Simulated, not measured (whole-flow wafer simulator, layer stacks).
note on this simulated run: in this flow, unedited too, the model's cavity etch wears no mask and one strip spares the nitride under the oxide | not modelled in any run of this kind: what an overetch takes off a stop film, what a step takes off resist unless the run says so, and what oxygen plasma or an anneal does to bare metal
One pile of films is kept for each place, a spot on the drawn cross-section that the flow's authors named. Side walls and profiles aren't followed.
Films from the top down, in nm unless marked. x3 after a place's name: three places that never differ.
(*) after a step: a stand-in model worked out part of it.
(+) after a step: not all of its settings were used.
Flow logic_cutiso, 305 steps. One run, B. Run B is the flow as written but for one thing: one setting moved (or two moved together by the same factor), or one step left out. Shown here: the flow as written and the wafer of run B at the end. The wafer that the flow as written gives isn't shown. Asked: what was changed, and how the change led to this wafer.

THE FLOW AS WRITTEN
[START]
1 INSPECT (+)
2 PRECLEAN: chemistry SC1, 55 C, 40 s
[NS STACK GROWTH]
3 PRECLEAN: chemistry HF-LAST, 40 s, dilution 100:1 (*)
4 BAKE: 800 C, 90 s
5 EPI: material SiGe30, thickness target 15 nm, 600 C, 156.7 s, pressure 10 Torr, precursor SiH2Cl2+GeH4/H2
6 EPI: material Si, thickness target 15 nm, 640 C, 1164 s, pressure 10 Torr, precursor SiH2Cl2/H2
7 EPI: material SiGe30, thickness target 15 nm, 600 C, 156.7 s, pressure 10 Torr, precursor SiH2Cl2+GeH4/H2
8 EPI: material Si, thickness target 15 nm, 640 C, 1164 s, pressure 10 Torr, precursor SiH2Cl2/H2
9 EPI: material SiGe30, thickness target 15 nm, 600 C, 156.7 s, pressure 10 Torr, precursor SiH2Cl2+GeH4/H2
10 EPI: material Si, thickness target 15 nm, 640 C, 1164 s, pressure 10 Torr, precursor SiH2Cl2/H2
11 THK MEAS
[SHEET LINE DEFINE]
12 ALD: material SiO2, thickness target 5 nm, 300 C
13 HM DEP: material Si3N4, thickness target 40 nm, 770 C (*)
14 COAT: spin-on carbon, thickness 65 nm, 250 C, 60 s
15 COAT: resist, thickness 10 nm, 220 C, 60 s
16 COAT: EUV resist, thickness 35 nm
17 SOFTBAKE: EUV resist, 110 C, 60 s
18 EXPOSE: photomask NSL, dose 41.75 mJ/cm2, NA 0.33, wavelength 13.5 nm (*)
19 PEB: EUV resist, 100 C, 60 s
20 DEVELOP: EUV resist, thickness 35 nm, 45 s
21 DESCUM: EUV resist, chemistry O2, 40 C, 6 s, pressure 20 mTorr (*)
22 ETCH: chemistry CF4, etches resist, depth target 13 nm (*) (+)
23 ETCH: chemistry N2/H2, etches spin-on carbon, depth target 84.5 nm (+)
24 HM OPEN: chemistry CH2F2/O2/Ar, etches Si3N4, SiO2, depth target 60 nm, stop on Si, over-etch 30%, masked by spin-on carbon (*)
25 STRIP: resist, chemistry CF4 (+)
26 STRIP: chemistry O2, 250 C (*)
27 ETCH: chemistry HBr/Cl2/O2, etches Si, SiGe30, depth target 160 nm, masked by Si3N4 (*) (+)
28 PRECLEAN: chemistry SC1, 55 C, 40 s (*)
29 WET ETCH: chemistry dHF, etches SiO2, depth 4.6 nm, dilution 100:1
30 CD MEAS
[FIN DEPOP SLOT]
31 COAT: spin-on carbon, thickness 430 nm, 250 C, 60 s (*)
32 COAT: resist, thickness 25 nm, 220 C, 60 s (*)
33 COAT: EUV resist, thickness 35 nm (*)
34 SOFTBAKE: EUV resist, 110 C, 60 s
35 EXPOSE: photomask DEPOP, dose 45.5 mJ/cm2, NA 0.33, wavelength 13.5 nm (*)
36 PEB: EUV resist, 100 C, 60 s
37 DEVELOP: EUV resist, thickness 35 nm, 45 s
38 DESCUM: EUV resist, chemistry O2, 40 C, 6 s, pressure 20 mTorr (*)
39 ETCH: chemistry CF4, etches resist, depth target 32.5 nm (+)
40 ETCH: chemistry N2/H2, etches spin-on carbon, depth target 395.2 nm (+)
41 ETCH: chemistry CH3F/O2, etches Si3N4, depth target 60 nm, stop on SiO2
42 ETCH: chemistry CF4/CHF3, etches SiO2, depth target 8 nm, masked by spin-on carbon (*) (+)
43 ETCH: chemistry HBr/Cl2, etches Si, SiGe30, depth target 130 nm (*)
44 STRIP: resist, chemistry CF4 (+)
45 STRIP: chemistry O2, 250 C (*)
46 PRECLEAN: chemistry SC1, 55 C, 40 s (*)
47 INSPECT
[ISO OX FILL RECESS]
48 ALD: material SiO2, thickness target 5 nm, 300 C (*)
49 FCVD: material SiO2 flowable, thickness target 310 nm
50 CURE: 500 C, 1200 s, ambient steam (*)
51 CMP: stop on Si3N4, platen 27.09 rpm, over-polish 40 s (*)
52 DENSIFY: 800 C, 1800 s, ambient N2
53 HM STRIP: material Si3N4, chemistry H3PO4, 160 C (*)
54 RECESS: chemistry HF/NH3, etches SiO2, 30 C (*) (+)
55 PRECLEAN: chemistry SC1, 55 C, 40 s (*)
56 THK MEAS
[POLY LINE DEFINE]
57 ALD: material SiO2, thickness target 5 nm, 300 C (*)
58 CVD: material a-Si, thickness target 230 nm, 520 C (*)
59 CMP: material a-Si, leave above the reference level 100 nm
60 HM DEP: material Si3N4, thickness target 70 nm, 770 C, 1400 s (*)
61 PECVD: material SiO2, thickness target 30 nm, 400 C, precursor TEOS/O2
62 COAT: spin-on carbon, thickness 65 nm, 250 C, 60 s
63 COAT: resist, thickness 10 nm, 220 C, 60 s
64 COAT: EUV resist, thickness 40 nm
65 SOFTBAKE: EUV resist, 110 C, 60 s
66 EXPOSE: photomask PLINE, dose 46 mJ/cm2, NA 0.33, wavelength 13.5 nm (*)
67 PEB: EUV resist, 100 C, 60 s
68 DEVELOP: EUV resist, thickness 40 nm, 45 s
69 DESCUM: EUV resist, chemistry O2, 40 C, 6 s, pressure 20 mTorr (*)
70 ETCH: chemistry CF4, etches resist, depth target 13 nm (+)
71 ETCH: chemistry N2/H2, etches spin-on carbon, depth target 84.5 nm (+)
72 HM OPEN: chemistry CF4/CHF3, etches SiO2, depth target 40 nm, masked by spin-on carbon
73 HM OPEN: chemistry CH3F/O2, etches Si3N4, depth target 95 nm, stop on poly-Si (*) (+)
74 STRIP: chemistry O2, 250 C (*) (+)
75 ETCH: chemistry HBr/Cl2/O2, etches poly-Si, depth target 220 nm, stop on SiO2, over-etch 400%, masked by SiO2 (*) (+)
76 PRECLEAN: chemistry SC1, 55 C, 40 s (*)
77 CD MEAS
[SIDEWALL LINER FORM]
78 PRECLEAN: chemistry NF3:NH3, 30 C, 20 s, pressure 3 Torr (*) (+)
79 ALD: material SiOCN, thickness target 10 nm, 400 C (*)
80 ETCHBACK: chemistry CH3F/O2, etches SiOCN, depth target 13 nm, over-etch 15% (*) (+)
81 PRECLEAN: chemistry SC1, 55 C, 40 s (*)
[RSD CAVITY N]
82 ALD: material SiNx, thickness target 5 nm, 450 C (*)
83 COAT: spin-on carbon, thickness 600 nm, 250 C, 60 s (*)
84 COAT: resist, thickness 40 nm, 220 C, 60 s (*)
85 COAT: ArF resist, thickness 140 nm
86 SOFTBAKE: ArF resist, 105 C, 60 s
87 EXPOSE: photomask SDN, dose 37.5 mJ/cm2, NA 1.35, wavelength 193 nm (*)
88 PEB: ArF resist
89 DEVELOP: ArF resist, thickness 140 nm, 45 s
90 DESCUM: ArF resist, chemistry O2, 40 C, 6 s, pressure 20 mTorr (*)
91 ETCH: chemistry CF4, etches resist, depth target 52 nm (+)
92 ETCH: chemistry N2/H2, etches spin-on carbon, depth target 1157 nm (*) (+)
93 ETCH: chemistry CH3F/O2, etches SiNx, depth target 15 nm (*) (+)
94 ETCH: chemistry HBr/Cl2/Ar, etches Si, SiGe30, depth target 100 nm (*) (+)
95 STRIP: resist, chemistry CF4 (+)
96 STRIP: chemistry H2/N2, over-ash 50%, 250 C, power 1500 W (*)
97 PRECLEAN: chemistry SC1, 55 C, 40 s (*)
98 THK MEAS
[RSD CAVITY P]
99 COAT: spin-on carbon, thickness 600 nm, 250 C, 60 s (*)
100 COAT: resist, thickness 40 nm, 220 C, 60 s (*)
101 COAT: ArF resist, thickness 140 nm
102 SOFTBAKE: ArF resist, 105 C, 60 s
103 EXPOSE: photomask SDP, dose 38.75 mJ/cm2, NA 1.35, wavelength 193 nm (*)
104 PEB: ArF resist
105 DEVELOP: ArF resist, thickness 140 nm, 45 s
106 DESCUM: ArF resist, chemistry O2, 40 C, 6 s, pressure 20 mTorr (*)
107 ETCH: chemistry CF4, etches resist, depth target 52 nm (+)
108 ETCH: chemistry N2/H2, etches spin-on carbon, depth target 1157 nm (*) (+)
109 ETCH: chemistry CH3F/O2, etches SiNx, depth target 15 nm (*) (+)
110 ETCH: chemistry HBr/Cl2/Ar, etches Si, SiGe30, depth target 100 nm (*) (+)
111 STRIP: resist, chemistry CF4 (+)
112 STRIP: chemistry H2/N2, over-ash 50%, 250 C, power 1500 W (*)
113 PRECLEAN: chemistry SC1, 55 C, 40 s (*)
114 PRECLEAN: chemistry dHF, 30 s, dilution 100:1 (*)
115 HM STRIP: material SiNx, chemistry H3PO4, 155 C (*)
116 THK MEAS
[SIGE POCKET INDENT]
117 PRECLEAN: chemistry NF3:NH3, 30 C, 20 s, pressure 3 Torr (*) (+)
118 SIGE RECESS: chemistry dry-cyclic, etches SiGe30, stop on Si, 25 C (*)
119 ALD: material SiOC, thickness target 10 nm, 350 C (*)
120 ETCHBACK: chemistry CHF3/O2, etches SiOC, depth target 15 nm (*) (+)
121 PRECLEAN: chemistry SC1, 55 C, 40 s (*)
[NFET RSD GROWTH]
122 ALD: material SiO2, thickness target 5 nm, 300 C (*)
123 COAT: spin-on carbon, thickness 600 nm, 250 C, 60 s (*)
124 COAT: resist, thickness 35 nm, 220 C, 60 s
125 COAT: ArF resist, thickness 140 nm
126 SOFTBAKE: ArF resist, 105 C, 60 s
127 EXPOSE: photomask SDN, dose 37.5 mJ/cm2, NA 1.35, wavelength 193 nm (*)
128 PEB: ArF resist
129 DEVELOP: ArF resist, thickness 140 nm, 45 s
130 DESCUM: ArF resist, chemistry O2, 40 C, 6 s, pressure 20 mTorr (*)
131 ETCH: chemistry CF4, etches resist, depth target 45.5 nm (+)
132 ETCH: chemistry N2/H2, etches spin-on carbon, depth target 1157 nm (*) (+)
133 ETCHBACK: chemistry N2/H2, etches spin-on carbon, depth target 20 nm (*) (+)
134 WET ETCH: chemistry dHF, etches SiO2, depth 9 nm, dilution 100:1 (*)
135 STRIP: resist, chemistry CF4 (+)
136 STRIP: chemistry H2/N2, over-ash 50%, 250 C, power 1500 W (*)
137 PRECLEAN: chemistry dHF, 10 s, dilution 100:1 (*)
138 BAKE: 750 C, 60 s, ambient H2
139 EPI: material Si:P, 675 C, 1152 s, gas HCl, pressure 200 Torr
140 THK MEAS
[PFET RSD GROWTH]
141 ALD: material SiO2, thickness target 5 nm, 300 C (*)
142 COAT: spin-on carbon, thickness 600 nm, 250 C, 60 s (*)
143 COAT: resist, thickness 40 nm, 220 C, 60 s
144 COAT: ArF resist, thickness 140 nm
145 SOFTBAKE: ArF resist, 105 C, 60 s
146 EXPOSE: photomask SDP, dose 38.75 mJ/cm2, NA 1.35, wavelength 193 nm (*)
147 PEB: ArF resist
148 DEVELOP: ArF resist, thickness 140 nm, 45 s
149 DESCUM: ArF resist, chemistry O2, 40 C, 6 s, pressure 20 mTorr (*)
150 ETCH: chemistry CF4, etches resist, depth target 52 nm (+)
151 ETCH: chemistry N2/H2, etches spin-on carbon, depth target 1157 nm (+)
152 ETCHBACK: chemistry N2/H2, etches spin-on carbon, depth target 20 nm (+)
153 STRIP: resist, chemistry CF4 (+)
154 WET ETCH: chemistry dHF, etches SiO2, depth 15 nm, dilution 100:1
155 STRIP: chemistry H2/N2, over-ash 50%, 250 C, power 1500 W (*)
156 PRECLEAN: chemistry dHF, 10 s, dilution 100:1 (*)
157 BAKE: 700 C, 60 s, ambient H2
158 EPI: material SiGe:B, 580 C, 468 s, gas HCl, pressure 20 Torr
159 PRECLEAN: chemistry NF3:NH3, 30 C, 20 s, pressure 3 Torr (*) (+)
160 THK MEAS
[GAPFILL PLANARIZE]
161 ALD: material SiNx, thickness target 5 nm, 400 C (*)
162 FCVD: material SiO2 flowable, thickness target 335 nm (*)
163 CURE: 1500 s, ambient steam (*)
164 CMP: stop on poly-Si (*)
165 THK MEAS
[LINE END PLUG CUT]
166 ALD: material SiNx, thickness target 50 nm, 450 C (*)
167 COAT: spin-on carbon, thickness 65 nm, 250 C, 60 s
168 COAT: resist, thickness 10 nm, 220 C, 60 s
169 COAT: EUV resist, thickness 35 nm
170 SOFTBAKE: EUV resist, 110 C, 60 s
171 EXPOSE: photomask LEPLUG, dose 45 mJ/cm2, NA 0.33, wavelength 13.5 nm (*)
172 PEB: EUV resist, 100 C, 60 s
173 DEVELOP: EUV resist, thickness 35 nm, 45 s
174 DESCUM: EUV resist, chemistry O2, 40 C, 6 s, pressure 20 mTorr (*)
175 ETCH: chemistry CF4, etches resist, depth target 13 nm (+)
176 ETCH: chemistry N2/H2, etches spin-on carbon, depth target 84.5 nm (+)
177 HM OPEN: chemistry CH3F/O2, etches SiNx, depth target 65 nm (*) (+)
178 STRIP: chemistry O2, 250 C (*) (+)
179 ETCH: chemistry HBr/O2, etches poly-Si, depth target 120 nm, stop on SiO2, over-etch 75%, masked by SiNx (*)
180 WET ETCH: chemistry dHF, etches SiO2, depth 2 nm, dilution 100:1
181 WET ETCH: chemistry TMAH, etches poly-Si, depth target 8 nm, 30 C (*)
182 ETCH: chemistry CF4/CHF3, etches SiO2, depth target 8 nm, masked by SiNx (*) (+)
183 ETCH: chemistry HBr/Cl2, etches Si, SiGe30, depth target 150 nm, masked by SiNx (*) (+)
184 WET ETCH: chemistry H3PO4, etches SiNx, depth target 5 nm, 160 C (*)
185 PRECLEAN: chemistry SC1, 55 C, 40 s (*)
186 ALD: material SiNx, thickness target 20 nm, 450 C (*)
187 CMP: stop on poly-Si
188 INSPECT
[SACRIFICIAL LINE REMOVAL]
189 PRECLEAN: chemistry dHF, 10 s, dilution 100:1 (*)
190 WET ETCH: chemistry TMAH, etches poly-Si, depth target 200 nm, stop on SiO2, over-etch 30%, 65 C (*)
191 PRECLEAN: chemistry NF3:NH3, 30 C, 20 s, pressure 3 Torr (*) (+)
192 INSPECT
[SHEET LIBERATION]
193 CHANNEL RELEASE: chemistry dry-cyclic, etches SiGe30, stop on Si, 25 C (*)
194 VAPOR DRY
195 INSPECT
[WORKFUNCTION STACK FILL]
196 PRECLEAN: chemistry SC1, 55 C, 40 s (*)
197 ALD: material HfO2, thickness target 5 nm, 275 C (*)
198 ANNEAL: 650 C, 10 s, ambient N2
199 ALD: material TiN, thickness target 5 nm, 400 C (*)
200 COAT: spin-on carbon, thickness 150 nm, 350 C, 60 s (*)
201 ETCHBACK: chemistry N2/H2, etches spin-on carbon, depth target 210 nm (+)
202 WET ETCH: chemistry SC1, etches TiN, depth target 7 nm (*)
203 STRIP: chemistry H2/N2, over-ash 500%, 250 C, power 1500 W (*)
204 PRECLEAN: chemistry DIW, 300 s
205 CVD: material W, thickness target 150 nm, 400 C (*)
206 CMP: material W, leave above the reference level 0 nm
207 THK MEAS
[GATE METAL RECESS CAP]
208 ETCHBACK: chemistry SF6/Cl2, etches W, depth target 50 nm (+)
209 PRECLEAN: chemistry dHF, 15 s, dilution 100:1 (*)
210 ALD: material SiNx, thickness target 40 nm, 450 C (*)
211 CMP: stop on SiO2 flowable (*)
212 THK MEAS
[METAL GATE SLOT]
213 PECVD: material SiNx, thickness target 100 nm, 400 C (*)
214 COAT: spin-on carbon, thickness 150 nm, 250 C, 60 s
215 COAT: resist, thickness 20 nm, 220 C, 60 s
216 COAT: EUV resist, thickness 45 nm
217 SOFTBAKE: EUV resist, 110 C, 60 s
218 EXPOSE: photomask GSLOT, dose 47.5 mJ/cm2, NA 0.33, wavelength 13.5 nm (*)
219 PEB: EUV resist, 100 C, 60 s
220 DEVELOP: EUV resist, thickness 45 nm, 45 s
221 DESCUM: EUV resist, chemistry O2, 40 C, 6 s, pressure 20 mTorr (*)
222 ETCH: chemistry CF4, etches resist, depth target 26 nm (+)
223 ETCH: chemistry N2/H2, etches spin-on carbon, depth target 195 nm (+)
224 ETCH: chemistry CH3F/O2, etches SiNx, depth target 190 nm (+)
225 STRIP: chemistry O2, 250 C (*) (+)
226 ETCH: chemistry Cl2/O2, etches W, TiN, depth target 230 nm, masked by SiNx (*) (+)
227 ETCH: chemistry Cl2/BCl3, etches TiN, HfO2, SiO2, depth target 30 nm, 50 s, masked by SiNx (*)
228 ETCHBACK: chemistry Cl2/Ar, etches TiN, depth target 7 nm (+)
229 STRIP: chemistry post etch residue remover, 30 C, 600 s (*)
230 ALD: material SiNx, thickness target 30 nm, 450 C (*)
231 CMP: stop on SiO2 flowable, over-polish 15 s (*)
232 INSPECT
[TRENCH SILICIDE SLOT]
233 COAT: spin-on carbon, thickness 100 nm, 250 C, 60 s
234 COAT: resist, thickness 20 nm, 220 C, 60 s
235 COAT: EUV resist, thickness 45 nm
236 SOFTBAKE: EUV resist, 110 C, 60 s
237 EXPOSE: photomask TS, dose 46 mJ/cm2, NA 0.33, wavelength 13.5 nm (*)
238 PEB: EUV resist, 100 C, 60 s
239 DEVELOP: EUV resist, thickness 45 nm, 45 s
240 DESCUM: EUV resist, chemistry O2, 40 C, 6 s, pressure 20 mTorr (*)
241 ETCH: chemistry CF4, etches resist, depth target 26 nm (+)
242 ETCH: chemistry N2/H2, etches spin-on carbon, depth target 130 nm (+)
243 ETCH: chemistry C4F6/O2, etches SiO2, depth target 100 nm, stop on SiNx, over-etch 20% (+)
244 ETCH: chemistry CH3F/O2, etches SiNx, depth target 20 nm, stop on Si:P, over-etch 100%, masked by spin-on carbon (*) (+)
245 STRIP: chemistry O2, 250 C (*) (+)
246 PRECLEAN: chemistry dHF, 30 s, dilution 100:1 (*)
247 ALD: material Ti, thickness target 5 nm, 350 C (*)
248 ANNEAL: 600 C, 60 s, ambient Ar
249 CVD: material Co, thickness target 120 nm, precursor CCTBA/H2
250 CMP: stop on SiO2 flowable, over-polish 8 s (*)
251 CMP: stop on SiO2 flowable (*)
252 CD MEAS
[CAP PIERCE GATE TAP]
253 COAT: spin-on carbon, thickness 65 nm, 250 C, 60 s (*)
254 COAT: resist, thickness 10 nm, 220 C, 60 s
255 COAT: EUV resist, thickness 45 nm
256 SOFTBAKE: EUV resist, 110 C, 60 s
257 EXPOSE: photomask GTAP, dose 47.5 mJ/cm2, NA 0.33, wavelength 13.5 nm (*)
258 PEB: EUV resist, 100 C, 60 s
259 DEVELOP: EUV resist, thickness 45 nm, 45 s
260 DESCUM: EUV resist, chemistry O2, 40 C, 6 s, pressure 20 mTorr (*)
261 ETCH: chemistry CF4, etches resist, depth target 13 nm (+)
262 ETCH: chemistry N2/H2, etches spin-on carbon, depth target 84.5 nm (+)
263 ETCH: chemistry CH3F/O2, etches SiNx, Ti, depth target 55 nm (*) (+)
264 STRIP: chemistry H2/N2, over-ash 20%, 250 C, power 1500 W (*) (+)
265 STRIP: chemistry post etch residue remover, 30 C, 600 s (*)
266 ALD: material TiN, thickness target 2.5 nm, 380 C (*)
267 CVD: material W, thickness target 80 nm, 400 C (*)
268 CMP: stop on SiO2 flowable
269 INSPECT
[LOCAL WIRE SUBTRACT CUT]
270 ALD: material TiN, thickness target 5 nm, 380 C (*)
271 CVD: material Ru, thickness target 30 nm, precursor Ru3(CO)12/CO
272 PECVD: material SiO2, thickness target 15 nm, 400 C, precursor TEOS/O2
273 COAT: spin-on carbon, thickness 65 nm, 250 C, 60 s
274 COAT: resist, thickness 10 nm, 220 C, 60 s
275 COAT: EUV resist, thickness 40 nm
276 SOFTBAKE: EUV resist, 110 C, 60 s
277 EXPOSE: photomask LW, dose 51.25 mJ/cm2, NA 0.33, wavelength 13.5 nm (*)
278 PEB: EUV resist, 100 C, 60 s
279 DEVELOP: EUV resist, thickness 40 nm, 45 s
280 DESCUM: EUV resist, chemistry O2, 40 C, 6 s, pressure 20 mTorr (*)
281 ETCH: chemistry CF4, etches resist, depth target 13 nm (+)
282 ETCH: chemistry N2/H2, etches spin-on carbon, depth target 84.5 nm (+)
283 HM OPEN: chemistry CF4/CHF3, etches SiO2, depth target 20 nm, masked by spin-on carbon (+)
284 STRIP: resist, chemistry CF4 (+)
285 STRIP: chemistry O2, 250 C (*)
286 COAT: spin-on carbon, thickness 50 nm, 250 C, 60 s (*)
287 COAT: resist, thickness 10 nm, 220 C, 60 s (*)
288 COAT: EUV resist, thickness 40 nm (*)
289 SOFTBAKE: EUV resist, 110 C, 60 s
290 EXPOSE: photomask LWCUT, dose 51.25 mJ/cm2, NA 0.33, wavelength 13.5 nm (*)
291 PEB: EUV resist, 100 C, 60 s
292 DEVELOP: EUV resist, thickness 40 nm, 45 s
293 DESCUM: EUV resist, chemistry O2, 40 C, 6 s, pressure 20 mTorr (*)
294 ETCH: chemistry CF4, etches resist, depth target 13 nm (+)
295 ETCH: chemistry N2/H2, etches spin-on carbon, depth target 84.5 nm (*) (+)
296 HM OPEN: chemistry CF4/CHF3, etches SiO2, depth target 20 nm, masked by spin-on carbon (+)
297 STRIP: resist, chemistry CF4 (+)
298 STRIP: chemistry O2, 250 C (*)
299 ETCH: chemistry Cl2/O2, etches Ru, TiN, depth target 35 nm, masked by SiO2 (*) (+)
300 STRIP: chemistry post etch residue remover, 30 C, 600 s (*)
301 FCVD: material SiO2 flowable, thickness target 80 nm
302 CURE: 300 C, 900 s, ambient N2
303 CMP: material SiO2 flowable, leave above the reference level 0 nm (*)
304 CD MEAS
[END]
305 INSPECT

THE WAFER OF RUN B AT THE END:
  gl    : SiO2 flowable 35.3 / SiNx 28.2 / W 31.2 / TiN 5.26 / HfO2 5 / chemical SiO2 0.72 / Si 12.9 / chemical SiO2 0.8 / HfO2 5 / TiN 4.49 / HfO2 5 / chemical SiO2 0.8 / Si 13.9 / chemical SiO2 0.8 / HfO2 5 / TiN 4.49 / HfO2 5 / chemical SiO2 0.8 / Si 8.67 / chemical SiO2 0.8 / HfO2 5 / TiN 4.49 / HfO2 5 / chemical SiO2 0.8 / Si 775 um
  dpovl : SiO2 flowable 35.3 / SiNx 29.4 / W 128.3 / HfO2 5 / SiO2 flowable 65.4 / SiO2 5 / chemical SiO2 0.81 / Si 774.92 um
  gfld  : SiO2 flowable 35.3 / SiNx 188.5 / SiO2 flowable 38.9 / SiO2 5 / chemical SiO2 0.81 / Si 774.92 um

The cause: step 6, EPI: thickness target 9.8 nm was run, where the flow has thickness target 15 nm; step 6, EPI: 756.9 s was run, where the flow has 1164 s.

How the change led to this, step by step:
  6 EPI: material Si, thickness target 15 nm, 640 C, 1164 s, pressure 10 Torr, precursor SiH2Cl2/H2
      depop, dpovl, gfld and 19 more: Si +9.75 (new film) (as written it would be: Si +15 (new film))
  27 ETCH: chemistry HBr/Cl2/O2, etches Si, SiGe30, depth target 160 nm, masked by Si3N4 (*) (+)
      gfld, gxf, iso, lnri: chemical SiO2 -0.79 (all of it), Si -11.4 (all of it), SiGe30 -15 (all of it), Si -15 (all of it), SiGe30 -15 (all of it), Si -9.75 (all of it), SiGe30 -15 (all of it), Si -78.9 (as written it would be: chemical SiO2 -0.79 (all of it), Si -11.4 (all of it), SiGe30 -15 (all of it), Si -15 (all of it), SiGe30 -15 (all of it), Si -15 (all of it), SiGe30 -15 (all of it), Si -73.6)
      dpovl, nsgap: chemical SiO2 -0.79 (all of it), Si -11.8 (all of it), SiGe30 -15 (all of it), Si -15 (all of it), SiGe30 -15 (all of it), Si -9.75 (all of it), SiGe30 -15 (all of it), Si -78.5 (as written it would be: chemical SiO2 -0.79 (all of it), Si -11.8 (all of it), SiGe30 -15 (all of it), Si -15 (all of it), SiGe30 -15 (all of it), Si -15 (all of it), SiGe30 -15 (all of it), Si -73.2)
      (and at 1 more place)
  43 ETCH: chemistry HBr/Cl2, etches Si, SiGe30, depth target 130 nm (*)
      depop: Si -14 (all of it), SiGe30 -15 (all of it), Si -15 (all of it), SiGe30 -15 (all of it), Si -9.75 (all of it), SiGe30 -15 (all of it), Si -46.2 (as written it would be: Si -14 (all of it), SiGe30 -15 (all of it), Si -15 (all of it), SiGe30 -15 (all of it), Si -15 (all of it), SiGe30 -15 (all of it), Si -41)
  94 ETCH: chemistry HBr/Cl2/Ar, etches Si, SiGe30, depth target 100 nm (*) (+)
      rsdn, rsdx: chemical SiO2 -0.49 (all of it), Si -12.8 (all of it), SiGe30 -15 (all of it), Si -15 (all of it), SiGe30 -15 (all of it), Si -9.75 (all of it), SiGe30 -15 (all of it), Si -17.4 (as written it would be: chemical SiO2 -0.49 (all of it), Si -12.8 (all of it), SiGe30 -15 (all of it), Si -15 (all of it), SiGe30 -15 (all of it), Si -15 (all of it), SiGe30 -15 (all of it), Si -12.2)
  110 ETCH: chemistry HBr/Cl2/Ar, etches Si, SiGe30, depth target 100 nm (*) (+)
      rsdp, rsdw: chemical SiO2 -0.49 (all of it), Si -12.8 (all of it), SiGe30 -15 (all of it), Si -15 (all of it), SiGe30 -15 (all of it), Si -9.75 (all of it), SiGe30 -15 (all of it), Si -17.4 (as written it would be: chemical SiO2 -0.49 (all of it), Si -12.8 (all of it), SiGe30 -15 (all of it), Si -15 (all of it), SiGe30 -15 (all of it), Si -15 (all of it), SiGe30 -15 (all of it), Si -12.2)
  183 ETCH: chemistry HBr/Cl2, etches Si, SiGe30, depth target 150 nm, masked by SiNx (*) (+)
      plug: Si -13.6 (all of it), SiGe30 -15 (all of it), Si -15 (all of it), SiGe30 -15 (all of it), Si -9.75 (all of it), SiGe30 -15 (all of it), Si -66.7 (as written it would be: Si -13.6 (all of it), SiGe30 -15 (all of it), Si -15 (all of it), SiGe30 -15 (all of it), Si -15 (all of it), SiGe30 -15 (all of it), Si -61.4)
